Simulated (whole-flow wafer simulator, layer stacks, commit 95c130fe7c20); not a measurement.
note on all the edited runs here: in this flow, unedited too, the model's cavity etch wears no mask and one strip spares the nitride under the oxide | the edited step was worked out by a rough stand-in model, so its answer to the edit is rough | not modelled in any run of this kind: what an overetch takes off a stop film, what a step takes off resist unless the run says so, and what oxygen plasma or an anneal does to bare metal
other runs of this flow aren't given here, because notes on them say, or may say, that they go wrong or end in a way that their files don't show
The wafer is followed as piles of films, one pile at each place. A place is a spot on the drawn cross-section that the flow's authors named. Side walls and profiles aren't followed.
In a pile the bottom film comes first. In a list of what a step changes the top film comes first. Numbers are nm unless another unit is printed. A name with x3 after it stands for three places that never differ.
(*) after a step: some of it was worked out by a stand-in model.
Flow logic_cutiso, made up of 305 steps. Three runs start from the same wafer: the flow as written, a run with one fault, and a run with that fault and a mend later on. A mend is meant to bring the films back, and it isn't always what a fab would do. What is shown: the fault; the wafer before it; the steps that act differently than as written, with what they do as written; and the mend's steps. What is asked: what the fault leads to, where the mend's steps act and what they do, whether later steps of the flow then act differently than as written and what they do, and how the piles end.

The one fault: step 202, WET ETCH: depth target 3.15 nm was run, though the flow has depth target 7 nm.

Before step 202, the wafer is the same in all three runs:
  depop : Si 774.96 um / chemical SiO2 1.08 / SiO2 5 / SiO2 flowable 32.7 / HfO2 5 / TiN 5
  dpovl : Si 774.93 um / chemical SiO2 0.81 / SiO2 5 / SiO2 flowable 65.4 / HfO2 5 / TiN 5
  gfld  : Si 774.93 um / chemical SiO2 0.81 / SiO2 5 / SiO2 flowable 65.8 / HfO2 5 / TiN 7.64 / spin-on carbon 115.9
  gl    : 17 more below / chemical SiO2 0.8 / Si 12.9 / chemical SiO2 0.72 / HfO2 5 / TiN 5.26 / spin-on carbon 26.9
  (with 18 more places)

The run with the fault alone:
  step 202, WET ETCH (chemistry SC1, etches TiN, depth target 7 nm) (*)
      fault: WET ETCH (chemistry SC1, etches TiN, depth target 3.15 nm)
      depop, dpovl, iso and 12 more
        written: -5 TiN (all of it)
        fault: -3.15 TiN
  Steps later in the flow that act otherwise than as written (2 more steps, not shown, differ only slightly: by at most 2% or 0.5 nm, whichever is larger):
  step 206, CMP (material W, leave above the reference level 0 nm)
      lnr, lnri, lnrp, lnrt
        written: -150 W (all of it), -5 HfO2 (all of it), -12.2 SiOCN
        fault: -150 W (all of it), -1.85 TiN (all of it), -5 HfO2 (all of it), -12.2 SiOCN
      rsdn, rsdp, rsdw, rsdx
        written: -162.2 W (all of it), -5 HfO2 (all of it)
        fault: -162.2 W (all of it), -1.85 TiN (all of it), -5 HfO2 (all of it)
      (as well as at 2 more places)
  The piles end different from the flow's at depop, dpovl, isow, ns, nsgap by more than 2% or 0.5 nm, whichever is larger.
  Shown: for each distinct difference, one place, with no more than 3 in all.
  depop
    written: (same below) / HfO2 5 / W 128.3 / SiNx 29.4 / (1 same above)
    fault: (same below) / HfO2 5 / TiN 1.85 / W 126.4 / SiNx 29.4 / (1 same above)
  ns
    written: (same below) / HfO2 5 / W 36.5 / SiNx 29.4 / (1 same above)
    fault: (same below) / HfO2 5 / TiN 1.85 / W 34.6 / SiNx 29.4 / (1 same above)

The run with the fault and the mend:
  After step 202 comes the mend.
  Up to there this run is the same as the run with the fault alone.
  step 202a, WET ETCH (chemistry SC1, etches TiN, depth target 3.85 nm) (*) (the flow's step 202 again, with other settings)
      depop, dpovl, iso and 12 more
        -1.85 TiN (all of it)
  None of the later steps of the flow differs from how it acts as written, at any place that is followed, by more than 2% or 0.5 nm, whichever is larger.
  By the end, the piles equal the flow's at every place that both follow.
